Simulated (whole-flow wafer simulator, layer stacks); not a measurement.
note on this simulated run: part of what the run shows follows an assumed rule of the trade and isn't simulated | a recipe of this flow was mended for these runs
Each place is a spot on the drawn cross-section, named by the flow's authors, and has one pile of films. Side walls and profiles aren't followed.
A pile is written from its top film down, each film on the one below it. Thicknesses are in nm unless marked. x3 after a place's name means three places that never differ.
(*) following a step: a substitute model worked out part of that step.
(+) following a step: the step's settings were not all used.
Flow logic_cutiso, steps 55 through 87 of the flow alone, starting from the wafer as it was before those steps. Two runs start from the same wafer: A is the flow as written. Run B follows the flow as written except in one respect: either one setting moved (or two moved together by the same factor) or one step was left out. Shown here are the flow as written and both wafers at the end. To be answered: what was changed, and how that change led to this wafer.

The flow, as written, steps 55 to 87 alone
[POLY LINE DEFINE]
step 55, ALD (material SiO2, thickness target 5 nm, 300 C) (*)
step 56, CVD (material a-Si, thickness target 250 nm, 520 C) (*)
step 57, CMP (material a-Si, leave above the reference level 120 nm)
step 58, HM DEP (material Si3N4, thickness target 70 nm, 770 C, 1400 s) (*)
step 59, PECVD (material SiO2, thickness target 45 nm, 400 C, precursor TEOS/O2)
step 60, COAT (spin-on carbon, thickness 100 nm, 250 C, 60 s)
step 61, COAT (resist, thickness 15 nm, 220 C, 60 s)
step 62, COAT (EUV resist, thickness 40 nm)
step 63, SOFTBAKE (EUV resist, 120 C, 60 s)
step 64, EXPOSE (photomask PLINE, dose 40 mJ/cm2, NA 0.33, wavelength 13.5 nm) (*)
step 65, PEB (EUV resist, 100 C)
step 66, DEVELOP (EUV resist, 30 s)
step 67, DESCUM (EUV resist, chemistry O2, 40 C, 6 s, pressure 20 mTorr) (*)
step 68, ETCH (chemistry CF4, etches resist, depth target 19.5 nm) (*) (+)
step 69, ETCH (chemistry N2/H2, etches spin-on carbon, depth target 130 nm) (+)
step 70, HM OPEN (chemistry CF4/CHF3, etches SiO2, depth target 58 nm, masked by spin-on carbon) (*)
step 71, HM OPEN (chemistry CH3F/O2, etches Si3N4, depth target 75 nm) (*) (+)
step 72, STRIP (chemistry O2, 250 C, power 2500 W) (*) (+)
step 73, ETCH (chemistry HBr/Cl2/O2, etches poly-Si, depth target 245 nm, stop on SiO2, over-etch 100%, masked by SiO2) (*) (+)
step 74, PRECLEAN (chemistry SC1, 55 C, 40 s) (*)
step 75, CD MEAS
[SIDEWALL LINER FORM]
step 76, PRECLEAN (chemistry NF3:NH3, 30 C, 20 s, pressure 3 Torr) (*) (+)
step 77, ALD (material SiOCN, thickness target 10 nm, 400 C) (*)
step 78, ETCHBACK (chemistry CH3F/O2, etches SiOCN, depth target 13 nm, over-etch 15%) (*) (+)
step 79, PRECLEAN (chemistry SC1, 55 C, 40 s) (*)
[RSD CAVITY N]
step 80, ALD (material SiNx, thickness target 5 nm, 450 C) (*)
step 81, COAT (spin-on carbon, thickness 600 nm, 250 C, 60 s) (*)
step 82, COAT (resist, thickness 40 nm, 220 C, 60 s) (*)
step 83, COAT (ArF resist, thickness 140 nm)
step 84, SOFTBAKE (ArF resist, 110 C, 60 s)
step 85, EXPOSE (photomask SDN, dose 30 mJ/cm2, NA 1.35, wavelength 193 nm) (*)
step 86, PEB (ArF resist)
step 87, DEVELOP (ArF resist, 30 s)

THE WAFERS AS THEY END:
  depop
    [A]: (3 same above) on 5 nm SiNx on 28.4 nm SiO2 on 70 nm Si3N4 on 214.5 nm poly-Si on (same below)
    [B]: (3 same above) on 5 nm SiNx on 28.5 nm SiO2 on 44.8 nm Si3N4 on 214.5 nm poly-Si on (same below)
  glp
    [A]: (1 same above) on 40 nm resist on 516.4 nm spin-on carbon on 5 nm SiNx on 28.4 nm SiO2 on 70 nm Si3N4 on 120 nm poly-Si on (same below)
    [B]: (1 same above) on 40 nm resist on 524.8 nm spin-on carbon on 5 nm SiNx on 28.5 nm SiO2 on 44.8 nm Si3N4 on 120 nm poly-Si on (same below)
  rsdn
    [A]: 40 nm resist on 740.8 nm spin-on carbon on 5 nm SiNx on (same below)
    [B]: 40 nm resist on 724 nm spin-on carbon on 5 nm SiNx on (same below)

The reason: step 58, HM DEP: thickness target 44.8 nm was run, while the flow as written has thickness target 70 nm; step 58, HM DEP: 896 s was run, where the flow has 1400 s.
The wafer lets one read it off: depop has Si3N4 44.8, and step 58 as written asks for 70 nm.

Step by step, how the change led to this:
  step 58, HM DEP (material Si3N4, thickness target 70 nm, 770 C, 1400 s) (*)
      gl, glp, gxn and 11 more: A +70 Si3N4 (new film), +120 poly-Si (new film), -120 a-Si (all of it) | B +44.8 Si3N4 (new film), +120 poly-Si (new film), -120 a-Si (all of it)
      depop, dpovl x3, gfld, gxf, iso, lnri: A +70 Si3N4 (new film), +214.5 poly-Si (new film), -214.5 a-Si (all of it) | B +44.8 Si3N4 (new film), +214.5 poly-Si (new film), -214.5 a-Si (all of it)
  step 71, HM OPEN (chemistry CH3F/O2, etches Si3N4, depth target 75 nm) (*) (+)
      iso, lnr, lnri and 6 more: A -55.2 Si3N4 (all of it), -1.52 poly-Si | B -30 Si3N4 (all of it), -3.46 poly-Si
  step 81, COAT (spin-on carbon, thickness 600 nm, 250 C, 60 s) (*)
      rsdn, rsdp, rsdw, rsdx: A +740.8 spin-on carbon (new film) | B +724 spin-on carbon (new film)
      iso: A +839.3 spin-on carbon (new film) | B +822.5 spin-on carbon (new film)
